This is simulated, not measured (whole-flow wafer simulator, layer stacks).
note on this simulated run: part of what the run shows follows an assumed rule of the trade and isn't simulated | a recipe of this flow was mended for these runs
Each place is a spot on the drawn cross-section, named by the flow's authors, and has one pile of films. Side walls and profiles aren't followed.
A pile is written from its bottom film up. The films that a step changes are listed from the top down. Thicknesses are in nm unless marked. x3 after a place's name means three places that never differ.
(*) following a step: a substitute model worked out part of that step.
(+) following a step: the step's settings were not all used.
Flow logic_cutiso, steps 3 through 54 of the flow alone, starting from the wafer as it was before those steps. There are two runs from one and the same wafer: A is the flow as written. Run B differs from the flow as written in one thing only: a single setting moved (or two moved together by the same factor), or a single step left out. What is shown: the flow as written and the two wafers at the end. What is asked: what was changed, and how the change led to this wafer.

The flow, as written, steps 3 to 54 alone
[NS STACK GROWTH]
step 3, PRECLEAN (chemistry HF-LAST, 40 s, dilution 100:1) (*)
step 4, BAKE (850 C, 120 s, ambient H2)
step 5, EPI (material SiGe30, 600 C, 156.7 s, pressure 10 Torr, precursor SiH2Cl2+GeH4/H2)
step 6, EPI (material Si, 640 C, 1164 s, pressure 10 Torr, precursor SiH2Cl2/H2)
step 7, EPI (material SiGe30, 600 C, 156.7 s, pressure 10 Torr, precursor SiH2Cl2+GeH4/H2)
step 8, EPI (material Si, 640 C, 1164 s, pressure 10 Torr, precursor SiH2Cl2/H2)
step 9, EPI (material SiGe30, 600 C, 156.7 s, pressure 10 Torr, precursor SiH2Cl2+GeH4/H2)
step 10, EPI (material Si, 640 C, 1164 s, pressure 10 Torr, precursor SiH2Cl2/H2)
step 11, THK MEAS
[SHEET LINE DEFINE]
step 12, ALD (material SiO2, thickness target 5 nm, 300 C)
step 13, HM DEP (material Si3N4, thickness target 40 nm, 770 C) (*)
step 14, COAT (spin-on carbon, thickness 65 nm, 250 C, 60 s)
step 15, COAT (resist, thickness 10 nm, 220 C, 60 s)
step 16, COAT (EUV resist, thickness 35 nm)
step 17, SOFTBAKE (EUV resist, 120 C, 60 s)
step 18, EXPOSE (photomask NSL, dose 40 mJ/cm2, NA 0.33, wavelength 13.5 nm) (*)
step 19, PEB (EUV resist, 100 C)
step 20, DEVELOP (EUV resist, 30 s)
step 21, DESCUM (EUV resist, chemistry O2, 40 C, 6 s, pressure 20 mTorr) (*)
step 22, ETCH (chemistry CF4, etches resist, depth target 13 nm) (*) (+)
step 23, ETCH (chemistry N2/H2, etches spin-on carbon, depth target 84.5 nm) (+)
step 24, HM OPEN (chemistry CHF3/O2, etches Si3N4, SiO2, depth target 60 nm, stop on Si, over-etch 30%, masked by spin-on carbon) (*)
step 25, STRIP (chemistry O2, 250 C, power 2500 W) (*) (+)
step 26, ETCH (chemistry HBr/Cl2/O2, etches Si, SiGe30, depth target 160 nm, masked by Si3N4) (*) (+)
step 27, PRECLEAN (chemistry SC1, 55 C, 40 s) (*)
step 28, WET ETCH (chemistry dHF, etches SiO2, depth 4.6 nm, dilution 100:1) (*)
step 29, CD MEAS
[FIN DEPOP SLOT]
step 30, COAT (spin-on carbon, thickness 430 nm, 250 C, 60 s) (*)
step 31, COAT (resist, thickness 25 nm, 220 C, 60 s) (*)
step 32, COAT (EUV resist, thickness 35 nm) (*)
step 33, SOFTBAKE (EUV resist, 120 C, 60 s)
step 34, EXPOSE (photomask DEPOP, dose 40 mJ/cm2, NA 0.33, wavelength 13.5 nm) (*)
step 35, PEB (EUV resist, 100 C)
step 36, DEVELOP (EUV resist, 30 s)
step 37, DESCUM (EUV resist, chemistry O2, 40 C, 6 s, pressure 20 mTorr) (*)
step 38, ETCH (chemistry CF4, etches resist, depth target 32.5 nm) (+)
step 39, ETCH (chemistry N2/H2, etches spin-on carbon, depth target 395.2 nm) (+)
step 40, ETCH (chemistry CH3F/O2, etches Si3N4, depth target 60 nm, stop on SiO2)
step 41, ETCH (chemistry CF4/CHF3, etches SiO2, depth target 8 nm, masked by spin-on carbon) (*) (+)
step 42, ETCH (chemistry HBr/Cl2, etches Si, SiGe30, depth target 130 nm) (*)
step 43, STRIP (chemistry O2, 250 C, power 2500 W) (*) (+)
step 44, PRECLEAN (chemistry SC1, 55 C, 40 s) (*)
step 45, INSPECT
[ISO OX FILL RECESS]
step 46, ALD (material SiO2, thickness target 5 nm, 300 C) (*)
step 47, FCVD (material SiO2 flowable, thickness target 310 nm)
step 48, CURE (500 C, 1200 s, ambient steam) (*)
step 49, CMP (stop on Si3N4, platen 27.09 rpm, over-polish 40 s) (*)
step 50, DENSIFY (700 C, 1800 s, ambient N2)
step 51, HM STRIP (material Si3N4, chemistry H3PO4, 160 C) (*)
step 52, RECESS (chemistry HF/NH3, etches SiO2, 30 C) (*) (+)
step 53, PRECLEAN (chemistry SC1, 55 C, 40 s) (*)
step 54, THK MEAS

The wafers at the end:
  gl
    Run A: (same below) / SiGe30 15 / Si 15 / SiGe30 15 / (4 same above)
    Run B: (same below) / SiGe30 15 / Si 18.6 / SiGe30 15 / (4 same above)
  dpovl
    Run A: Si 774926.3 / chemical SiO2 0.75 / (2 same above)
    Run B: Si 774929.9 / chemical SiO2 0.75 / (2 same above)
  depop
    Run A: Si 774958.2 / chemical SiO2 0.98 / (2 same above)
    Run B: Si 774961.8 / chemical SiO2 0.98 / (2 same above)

The reason: step 6, EPI: 1444 s was run, whereas the flow has 1164 s.

The path from the change to this, step by step:
  step 6, EPI (material Si, 640 C, 1164 s, pressure 10 Torr, precursor SiH2Cl2/H2)
      depop, dpovl, gfld and 19 more: A +15 Si (new film) | B +18.6 Si (new film)
  step 26, ETCH (chemistry HBr/Cl2/O2, etches Si, SiGe30, depth target 160 nm, masked by Si3N4) (*) (+)
      dpovl, gfld, gxf, iso, isow, lnri, nsgap: A -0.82 chemical SiO2 (all of it), -12 Si (all of it), -15 SiGe30 (all of it), -15 Si (all of it), -15 SiGe30 (all of it), -15 Si (all of it), -15 SiGe30 (all of it), -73 Si | B -0.82 chemical SiO2 (all of it), -12 Si (all of it), -15 SiGe30 (all of it), -15 Si (all of it), -15 SiGe30 (all of it), -18.6 Si (all of it), -15 SiGe30 (all of it), -69.4 Si
  step 42, ETCH (chemistry HBr/Cl2, etches Si, SiGe30, depth target 130 nm) (*)
      depop: A -13.8 Si (all of it), -15 SiGe30 (all of it), -15 Si (all of it), -15 SiGe30 (all of it), -15 Si (all of it), -15 SiGe30 (all of it), -41.2 Si | B -13.8 Si (all of it), -15 SiGe30 (all of it), -15 Si (all of it), -15 SiGe30 (all of it), -18.6 Si (all of it), -15 SiGe30 (all of it), -37.6 Si
